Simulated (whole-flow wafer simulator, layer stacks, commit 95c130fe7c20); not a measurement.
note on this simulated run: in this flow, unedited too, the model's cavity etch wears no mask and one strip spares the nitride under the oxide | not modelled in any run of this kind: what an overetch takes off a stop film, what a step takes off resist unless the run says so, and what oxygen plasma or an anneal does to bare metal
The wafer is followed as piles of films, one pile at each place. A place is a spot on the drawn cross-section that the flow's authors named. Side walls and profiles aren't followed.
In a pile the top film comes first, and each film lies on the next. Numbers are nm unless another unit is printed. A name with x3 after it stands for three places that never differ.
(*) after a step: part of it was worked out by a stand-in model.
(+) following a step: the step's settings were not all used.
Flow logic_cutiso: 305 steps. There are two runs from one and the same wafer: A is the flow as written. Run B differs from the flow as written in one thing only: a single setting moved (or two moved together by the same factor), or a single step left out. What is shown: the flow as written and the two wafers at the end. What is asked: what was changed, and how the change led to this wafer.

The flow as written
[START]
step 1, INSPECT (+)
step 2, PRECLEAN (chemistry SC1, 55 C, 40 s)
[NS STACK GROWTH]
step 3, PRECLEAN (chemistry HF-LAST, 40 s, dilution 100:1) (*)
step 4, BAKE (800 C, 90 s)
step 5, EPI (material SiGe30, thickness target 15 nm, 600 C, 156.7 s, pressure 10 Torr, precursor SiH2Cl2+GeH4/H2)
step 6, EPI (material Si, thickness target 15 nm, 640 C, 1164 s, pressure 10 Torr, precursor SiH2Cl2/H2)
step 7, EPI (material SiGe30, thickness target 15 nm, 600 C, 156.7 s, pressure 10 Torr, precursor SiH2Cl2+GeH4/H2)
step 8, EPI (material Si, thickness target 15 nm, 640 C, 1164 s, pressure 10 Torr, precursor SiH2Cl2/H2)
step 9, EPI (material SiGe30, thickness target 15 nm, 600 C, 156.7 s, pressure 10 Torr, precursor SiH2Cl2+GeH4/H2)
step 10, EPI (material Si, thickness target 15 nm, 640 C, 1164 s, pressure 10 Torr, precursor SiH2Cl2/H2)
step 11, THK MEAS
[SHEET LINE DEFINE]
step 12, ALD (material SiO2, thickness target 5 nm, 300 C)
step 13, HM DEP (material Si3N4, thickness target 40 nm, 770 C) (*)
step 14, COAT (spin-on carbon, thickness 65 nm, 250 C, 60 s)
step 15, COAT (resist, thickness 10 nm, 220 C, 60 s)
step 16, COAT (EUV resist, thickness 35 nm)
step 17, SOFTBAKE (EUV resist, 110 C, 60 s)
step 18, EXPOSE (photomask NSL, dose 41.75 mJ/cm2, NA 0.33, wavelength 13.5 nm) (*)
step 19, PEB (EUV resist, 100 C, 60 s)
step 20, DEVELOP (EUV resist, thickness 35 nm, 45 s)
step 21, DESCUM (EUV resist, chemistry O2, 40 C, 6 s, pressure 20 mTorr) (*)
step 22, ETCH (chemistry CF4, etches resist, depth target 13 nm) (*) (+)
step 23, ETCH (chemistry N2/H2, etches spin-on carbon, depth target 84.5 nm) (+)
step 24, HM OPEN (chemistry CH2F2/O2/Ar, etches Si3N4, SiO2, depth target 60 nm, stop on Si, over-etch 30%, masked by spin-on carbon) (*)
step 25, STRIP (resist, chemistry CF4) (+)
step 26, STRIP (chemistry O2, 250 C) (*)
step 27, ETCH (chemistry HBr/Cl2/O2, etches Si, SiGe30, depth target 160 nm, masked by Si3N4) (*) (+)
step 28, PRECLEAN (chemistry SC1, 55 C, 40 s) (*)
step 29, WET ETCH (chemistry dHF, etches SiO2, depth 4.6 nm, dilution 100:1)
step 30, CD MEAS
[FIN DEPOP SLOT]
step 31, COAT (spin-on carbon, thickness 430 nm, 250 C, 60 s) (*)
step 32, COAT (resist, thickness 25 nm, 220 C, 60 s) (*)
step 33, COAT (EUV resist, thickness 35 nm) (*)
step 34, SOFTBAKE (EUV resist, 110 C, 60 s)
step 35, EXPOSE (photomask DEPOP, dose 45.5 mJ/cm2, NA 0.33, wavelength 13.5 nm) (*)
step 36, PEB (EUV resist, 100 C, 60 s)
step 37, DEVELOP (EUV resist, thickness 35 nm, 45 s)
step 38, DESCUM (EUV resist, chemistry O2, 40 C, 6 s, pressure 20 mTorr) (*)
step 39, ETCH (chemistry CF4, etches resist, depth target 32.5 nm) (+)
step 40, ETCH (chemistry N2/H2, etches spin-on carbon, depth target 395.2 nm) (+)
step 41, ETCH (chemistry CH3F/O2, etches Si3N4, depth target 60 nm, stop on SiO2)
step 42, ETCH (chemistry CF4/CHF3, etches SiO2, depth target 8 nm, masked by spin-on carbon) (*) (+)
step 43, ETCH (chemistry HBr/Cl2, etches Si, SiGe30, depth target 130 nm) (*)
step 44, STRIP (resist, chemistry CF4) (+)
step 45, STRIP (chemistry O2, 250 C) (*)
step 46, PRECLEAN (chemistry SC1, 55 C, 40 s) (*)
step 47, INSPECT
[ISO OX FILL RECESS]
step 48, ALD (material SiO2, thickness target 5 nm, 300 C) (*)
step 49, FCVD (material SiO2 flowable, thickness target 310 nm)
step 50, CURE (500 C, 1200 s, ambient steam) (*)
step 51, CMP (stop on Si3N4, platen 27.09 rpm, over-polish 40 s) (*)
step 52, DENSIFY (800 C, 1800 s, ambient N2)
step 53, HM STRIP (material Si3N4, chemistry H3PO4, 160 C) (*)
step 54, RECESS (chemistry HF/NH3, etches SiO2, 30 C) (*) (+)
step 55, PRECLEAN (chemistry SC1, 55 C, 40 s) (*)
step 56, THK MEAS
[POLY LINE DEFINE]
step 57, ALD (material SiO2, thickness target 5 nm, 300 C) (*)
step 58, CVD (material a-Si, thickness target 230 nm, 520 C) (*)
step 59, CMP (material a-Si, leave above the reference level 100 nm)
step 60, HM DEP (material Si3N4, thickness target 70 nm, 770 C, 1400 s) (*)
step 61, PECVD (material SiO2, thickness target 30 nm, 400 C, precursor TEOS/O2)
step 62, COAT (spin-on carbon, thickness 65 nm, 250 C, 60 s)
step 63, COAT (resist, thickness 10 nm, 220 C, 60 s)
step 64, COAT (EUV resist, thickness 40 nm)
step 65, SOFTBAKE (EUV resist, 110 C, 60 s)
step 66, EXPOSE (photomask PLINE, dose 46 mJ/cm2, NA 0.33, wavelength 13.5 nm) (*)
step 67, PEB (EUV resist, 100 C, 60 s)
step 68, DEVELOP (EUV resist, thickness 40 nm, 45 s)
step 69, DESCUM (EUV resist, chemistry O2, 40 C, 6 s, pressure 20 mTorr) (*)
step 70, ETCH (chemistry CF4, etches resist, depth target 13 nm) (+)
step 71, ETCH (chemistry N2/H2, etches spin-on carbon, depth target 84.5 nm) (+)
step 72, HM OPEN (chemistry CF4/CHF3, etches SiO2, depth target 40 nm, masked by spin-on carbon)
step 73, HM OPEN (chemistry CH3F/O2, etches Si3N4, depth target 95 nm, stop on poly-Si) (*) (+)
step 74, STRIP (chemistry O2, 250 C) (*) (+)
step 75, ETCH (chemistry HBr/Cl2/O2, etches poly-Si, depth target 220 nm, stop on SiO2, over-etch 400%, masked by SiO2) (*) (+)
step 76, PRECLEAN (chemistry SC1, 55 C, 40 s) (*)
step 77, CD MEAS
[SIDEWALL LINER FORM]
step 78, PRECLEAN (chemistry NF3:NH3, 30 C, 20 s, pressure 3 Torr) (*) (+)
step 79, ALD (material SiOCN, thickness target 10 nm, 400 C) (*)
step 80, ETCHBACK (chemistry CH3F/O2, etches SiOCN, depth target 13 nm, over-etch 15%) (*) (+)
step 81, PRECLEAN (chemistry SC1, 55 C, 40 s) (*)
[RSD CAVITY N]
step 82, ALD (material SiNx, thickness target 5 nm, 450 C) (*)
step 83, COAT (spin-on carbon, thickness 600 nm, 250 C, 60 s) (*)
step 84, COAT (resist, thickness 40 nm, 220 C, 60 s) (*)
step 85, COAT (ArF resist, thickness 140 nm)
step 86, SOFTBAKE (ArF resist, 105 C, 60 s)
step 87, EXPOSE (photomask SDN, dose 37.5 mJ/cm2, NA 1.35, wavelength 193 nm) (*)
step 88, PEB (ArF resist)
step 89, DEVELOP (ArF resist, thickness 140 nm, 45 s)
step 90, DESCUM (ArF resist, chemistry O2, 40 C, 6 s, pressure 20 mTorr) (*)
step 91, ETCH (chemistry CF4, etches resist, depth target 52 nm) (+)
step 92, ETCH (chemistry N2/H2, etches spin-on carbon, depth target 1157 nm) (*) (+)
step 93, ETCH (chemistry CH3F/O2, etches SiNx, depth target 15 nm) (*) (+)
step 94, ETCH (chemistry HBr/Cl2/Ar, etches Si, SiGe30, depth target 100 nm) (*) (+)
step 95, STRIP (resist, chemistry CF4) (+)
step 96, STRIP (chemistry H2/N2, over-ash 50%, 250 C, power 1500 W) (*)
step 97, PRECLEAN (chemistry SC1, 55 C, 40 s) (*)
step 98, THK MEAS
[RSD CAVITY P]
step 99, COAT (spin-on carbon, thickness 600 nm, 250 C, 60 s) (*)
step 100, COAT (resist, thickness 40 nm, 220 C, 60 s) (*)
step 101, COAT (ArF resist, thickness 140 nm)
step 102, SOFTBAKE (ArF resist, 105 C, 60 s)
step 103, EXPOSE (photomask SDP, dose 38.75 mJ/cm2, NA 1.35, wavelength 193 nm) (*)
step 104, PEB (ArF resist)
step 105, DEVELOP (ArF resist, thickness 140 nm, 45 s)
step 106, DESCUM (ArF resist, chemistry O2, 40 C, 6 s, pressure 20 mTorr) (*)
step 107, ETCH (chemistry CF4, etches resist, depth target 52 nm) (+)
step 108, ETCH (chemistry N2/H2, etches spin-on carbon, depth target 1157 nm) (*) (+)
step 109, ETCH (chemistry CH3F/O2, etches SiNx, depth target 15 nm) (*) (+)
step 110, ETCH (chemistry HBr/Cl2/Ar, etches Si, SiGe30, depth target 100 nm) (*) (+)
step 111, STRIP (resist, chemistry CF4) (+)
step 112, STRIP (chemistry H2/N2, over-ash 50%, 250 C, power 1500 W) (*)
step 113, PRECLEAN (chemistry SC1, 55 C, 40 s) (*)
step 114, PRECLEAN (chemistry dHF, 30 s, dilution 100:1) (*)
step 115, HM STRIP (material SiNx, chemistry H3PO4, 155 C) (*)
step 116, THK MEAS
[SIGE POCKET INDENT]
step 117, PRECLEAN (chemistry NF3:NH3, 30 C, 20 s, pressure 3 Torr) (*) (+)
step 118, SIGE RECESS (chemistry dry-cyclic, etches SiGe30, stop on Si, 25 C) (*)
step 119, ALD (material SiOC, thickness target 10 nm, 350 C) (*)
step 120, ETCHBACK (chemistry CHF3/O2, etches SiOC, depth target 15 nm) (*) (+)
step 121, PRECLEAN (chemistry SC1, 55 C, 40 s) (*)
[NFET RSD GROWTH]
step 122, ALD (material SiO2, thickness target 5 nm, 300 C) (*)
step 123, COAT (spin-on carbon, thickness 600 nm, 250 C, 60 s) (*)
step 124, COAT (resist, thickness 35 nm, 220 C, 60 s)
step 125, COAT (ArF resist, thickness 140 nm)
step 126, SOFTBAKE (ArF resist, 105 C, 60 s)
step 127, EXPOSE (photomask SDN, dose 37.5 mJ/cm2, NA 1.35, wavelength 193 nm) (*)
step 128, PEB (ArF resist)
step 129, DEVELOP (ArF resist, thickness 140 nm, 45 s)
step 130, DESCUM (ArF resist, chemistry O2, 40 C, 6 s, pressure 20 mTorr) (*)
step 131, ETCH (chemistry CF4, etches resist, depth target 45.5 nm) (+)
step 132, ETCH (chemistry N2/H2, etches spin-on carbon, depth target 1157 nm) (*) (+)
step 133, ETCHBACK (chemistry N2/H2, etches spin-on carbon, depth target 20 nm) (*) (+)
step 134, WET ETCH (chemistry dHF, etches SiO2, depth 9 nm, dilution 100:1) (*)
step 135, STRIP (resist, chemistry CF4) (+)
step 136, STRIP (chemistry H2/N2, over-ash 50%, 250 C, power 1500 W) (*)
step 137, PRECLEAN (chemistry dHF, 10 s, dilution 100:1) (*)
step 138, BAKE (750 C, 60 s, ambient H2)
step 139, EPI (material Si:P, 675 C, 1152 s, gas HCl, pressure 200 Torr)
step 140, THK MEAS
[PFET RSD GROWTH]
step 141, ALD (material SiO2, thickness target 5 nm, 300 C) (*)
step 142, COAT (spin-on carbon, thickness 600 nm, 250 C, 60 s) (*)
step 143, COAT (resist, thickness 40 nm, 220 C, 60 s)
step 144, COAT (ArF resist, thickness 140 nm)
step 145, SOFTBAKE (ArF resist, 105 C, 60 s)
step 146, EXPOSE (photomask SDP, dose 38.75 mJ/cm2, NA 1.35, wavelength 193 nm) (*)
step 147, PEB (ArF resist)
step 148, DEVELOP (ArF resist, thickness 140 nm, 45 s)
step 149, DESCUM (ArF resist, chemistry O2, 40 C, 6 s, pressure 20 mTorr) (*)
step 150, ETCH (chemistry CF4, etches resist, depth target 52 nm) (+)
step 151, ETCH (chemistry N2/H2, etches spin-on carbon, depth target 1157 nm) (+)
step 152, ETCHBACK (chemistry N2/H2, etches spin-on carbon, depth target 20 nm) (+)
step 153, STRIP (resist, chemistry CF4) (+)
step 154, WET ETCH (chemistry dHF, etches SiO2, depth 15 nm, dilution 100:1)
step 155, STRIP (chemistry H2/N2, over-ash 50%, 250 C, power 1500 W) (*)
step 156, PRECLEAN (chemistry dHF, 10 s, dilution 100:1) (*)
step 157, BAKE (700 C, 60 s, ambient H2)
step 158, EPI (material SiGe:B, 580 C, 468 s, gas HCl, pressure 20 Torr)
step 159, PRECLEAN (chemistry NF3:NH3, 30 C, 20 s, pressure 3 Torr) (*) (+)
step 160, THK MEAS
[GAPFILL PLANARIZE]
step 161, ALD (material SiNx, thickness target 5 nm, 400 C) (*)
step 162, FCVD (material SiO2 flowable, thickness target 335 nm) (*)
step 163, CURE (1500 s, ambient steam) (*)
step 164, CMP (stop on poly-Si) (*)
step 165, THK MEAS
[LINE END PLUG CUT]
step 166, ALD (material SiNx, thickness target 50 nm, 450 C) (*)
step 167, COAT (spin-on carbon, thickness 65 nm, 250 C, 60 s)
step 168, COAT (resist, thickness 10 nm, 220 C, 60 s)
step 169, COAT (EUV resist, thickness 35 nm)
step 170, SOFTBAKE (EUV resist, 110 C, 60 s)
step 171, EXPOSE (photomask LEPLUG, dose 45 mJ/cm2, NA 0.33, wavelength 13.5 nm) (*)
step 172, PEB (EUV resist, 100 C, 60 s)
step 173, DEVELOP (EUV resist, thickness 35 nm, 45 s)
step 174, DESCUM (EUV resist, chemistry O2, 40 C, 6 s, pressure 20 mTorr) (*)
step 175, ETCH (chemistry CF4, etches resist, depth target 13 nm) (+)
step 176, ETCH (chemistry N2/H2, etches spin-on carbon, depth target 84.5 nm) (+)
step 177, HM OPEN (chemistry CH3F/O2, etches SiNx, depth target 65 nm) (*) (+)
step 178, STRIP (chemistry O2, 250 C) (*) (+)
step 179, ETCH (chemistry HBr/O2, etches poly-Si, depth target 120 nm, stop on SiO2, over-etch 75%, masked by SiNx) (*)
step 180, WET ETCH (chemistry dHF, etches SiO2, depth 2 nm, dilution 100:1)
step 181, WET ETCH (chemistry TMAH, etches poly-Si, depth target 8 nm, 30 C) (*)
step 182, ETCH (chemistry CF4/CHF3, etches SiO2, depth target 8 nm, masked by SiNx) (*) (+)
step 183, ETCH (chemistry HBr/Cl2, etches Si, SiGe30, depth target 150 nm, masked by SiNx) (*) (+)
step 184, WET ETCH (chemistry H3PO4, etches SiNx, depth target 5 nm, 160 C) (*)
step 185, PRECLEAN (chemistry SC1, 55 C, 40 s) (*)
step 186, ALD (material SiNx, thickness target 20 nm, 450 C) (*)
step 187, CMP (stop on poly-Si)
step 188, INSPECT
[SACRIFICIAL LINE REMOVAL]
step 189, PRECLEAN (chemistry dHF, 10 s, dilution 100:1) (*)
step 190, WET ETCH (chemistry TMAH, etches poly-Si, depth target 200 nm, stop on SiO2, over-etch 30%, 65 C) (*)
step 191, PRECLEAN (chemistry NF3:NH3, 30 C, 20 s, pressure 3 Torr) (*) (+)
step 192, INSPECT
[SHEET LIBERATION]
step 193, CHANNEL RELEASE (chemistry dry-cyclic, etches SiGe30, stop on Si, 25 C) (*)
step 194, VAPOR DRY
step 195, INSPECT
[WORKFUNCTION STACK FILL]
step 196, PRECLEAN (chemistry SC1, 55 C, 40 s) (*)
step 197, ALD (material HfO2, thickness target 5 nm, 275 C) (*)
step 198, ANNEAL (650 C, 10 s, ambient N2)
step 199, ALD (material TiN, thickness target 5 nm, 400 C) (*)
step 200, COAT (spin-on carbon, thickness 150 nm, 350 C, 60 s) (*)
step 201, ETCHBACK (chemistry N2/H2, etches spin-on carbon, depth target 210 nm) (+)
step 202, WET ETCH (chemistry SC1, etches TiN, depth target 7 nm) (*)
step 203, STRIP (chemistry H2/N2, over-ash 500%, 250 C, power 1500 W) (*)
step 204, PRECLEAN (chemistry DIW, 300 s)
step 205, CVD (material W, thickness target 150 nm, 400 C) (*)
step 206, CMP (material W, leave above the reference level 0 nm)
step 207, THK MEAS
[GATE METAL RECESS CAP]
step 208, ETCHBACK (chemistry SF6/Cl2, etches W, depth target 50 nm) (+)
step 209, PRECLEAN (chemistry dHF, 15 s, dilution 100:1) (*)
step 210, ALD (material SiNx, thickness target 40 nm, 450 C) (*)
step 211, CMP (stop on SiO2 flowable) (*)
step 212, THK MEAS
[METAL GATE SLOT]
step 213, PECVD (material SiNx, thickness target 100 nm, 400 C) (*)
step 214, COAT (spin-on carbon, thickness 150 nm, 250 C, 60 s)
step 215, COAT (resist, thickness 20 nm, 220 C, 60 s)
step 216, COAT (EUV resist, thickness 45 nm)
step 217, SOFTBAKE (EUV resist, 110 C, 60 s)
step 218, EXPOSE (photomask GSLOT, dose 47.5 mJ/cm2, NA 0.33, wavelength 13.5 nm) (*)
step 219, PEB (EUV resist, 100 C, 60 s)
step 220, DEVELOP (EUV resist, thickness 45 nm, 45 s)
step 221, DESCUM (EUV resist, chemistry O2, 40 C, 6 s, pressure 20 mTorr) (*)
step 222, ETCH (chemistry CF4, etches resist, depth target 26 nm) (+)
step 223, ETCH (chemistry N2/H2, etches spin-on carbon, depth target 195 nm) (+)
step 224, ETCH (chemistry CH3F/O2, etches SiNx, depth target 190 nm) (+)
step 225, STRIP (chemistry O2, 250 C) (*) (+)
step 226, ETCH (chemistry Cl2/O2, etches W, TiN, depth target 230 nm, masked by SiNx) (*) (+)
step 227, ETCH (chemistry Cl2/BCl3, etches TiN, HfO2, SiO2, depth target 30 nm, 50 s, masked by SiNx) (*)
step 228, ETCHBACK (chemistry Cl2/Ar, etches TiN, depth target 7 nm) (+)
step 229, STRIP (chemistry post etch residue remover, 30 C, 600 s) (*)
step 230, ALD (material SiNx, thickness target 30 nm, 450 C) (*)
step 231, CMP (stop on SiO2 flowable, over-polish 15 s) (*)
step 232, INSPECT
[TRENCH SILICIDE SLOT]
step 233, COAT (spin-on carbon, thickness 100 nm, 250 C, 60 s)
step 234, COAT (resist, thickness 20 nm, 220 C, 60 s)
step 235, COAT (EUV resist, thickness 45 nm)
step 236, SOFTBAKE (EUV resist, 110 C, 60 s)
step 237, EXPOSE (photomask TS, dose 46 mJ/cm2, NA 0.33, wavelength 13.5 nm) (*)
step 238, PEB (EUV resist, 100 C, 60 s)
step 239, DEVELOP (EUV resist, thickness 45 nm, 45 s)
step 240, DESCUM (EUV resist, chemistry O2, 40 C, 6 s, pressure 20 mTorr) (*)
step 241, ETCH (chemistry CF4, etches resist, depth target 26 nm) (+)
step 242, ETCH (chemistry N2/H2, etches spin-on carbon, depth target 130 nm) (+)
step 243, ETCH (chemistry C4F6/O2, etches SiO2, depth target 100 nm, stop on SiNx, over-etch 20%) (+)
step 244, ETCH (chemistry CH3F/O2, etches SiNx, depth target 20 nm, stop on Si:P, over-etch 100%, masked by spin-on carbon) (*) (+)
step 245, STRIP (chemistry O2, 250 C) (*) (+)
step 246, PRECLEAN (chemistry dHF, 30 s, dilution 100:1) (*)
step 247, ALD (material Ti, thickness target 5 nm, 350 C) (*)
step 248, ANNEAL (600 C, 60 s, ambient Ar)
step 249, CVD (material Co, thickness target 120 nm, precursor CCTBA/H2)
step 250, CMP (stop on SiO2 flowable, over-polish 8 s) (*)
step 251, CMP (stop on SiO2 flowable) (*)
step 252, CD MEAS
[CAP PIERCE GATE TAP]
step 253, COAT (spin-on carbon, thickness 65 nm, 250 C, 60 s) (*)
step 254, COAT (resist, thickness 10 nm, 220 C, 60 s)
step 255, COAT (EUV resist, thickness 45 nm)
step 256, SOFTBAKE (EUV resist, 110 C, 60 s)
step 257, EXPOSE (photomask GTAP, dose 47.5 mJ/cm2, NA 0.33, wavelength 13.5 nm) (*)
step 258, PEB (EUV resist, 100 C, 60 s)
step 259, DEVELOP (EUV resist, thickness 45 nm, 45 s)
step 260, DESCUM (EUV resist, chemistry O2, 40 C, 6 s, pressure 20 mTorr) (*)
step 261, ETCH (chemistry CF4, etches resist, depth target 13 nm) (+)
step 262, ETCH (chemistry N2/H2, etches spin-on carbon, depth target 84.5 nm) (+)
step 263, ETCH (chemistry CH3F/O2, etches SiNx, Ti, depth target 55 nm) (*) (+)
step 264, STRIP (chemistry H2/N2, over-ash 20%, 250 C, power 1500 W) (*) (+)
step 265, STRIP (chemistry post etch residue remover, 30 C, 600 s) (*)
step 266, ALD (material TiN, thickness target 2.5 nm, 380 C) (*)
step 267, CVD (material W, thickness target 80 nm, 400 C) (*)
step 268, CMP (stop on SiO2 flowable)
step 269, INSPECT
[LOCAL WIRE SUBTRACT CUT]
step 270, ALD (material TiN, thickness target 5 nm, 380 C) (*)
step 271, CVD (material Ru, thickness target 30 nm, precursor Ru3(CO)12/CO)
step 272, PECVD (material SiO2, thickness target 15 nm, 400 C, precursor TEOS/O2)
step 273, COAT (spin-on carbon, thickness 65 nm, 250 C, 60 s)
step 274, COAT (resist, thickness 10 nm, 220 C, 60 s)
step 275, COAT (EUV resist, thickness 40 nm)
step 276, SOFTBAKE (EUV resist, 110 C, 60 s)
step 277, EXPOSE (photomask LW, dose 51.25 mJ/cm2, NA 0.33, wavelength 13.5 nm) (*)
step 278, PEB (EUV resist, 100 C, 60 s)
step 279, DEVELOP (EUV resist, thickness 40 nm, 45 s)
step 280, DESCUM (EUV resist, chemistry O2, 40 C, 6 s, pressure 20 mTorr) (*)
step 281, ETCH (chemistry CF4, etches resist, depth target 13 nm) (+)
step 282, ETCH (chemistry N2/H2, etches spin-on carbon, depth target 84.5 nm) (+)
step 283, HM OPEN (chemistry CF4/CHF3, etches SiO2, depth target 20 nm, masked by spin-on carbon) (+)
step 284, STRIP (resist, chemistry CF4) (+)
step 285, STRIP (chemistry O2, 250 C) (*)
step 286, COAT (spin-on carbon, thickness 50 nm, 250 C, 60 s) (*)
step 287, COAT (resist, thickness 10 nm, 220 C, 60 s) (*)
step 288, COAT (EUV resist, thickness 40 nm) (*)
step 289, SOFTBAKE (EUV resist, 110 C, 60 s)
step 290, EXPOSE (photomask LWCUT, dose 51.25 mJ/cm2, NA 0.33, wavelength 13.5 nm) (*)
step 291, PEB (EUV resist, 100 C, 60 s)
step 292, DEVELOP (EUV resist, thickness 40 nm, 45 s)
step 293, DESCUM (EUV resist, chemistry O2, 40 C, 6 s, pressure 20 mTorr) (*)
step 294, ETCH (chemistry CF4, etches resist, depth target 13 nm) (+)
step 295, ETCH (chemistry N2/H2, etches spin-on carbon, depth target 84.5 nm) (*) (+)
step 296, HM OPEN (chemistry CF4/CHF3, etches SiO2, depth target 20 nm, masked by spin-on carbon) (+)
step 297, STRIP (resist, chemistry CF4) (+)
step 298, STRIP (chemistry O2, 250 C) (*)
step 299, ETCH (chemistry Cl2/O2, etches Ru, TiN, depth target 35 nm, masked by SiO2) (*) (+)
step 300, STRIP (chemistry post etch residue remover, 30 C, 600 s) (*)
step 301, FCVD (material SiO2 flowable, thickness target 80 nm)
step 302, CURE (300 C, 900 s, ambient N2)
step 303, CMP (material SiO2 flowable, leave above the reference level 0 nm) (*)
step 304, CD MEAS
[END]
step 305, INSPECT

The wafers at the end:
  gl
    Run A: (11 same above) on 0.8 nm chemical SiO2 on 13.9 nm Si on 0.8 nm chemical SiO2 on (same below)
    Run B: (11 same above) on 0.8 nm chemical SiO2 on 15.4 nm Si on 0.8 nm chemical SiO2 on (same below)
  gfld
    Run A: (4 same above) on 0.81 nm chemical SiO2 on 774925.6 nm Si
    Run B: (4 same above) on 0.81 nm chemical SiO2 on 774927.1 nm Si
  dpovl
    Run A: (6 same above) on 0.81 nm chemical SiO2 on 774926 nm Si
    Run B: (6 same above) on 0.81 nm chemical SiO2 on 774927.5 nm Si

The reason: step 8, EPI: 1281 s was run, while the flow as written has 1164 s.

The path from the change to this, step by step:
  step 8, EPI (material Si, thickness target 15 nm, 640 C, 1164 s, pressure 10 Torr, precursor SiH2Cl2/H2)
      depop, dpovl, gfld and 19 more: A Si gains 15 (new film) | B Si gains 16.5 (new film)
  step 27, ETCH (chemistry HBr/Cl2/O2, etches Si, SiGe30, depth target 160 nm, masked by Si3N4) (*) (+)
      gfld, gxf, iso, lnri: A chemical SiO2 loses 0.79 (all of it), Si loses 11.4 (all of it), SiGe30 loses 15 (all of it), Si loses 15 (all of it), SiGe30 loses 15 (all of it), Si loses 15 (all of it), SiGe30 loses 15 (all of it), Si loses 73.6 | B chemical SiO2 loses 0.79 (all of it), Si loses 11.4 (all of it), SiGe30 loses 15 (all of it), Si loses 16.5 (all of it), SiGe30 loses 15 (all of it), Si loses 15 (all of it), SiGe30 loses 15 (all of it), Si loses 72.1
      dpovl, nsgap: A chemical SiO2 loses 0.79 (all of it), Si loses 11.8 (all of it), SiGe30 loses 15 (all of it), Si loses 15 (all of it), SiGe30 loses 15 (all of it), Si loses 15 (all of it), SiGe30 loses 15 (all of it), Si loses 73.2 | B chemical SiO2 loses 0.79 (all of it), Si loses 11.8 (all of it), SiGe30 loses 15 (all of it), Si loses 16.5 (all of it), SiGe30 loses 15 (all of it), Si loses 15 (all of it), SiGe30 loses 15 (all of it), Si loses 71.7
      (as well as at 1 more place)
  step 43, ETCH (chemistry HBr/Cl2, etches Si, SiGe30, depth target 130 nm) (*)
      depop: A Si loses 14 (all of it), SiGe30 loses 15 (all of it), Si loses 15 (all of it), SiGe30 loses 15 (all of it), Si loses 15 (all of it), SiGe30 loses 15 (all of it), Si loses 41 | B Si loses 14 (all of it), SiGe30 loses 15 (all of it), Si loses 16.5 (all of it), SiGe30 loses 15 (all of it), Si loses 15 (all of it), SiGe30 loses 15 (all of it), Si loses 39.5
  step 94, ETCH (chemistry HBr/Cl2/Ar, etches Si, SiGe30, depth target 100 nm) (*) (+)
      rsdn, rsdx: A chemical SiO2 loses 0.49 (all of it), Si loses 12.8 (all of it), SiGe30 loses 15 (all of it), Si loses 15 (all of it), SiGe30 loses 15 (all of it), Si loses 15 (all of it), SiGe30 loses 15 (all of it), Si loses 12.2 | B chemical SiO2 loses 0.49 (all of it), Si loses 12.8 (all of it), SiGe30 loses 15 (all of it), Si loses 16.5 (all of it), SiGe30 loses 15 (all of it), Si loses 15 (all of it), SiGe30 loses 15 (all of it), Si loses 10.7
  step 110, ETCH (chemistry HBr/Cl2/Ar, etches Si, SiGe30, depth target 100 nm) (*) (+)
      rsdp, rsdw: A chemical SiO2 loses 0.49 (all of it), Si loses 12.8 (all of it), SiGe30 loses 15 (all of it), Si loses 15 (all of it), SiGe30 loses 15 (all of it), Si loses 15 (all of it), SiGe30 loses 15 (all of it), Si loses 12.2 | B chemical SiO2 loses 0.49 (all of it), Si loses 12.8 (all of it), SiGe30 loses 15 (all of it), Si loses 16.5 (all of it), SiGe30 loses 15 (all of it), Si loses 15 (all of it), SiGe30 loses 15 (all of it), Si loses 10.7
  step 183, ETCH (chemistry HBr/Cl2, etches Si, SiGe30, depth target 150 nm, masked by SiNx) (*) (+)
      plug: A Si loses 13.6 (all of it), SiGe30 loses 15 (all of it), Si loses 15 (all of it), SiGe30 loses 15 (all of it), Si loses 15 (all of it), SiGe30 loses 15 (all of it), Si loses 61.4 | B Si loses 13.6 (all of it), SiGe30 loses 15 (all of it), Si loses 16.5 (all of it), SiGe30 loses 15 (all of it), Si loses 15 (all of it), SiGe30 loses 15 (all of it), Si loses 59.9
